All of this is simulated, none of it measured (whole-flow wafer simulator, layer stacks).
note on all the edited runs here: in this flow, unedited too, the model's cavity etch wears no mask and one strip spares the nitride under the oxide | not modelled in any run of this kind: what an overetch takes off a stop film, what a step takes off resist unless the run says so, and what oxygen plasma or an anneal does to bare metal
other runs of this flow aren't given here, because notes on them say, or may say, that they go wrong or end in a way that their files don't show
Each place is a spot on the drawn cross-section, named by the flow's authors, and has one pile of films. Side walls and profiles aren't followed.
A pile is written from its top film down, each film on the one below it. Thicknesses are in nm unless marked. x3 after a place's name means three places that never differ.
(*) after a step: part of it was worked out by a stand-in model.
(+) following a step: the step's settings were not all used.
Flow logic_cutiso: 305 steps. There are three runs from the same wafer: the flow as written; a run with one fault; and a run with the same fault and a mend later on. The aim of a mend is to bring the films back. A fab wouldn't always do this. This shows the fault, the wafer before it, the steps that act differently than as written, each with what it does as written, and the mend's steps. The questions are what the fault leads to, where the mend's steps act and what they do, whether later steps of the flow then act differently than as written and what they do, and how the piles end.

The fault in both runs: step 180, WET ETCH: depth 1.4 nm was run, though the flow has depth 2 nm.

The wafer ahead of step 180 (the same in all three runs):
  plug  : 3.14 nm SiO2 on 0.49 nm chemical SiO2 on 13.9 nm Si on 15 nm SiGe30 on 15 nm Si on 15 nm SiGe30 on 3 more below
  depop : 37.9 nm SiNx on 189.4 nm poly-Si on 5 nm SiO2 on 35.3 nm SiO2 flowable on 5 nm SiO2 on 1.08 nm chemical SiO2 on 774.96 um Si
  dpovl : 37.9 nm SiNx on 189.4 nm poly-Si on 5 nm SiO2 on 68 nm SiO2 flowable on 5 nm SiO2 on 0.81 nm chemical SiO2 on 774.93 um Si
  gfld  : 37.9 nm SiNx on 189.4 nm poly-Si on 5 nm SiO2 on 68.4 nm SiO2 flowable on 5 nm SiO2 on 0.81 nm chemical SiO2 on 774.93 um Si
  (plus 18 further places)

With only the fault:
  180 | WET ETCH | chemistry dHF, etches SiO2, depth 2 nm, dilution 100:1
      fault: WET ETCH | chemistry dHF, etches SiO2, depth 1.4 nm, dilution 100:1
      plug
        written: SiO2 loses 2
        fault: SiO2 loses 1.4
  Steps further on in the flow that do not act as written (3 other steps are not shown; they differ only slightly, by no more than 2% or 0.5 nm, whichever is larger):
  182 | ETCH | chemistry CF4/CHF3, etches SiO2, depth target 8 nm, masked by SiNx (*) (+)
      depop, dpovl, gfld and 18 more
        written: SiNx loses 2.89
        fault: SiNx loses 3.94
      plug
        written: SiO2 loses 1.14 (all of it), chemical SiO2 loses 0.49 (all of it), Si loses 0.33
        fault: SiO2 loses 1.74 (all of it), chemical SiO2 loses 0.49 (all of it), Si loses 0.45
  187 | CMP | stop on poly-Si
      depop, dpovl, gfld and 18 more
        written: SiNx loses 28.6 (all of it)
        fault: SiNx loses 27.5 (all of it)
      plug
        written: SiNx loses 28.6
        fault: SiNx loses 27.5
  When the end is reached, the piles differ only a little from the flow's at the places that both follow, at most by 2% or 0.5 nm, whichever is larger.

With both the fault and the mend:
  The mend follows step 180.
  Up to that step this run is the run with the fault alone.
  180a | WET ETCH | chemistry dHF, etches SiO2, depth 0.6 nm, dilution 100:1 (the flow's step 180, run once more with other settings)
      plug
        SiO2 loses 0.6
  None of the later steps of the flow acts differently than as written at any place that is followed.
  The piles end the same as the flow's at every place that both follow.
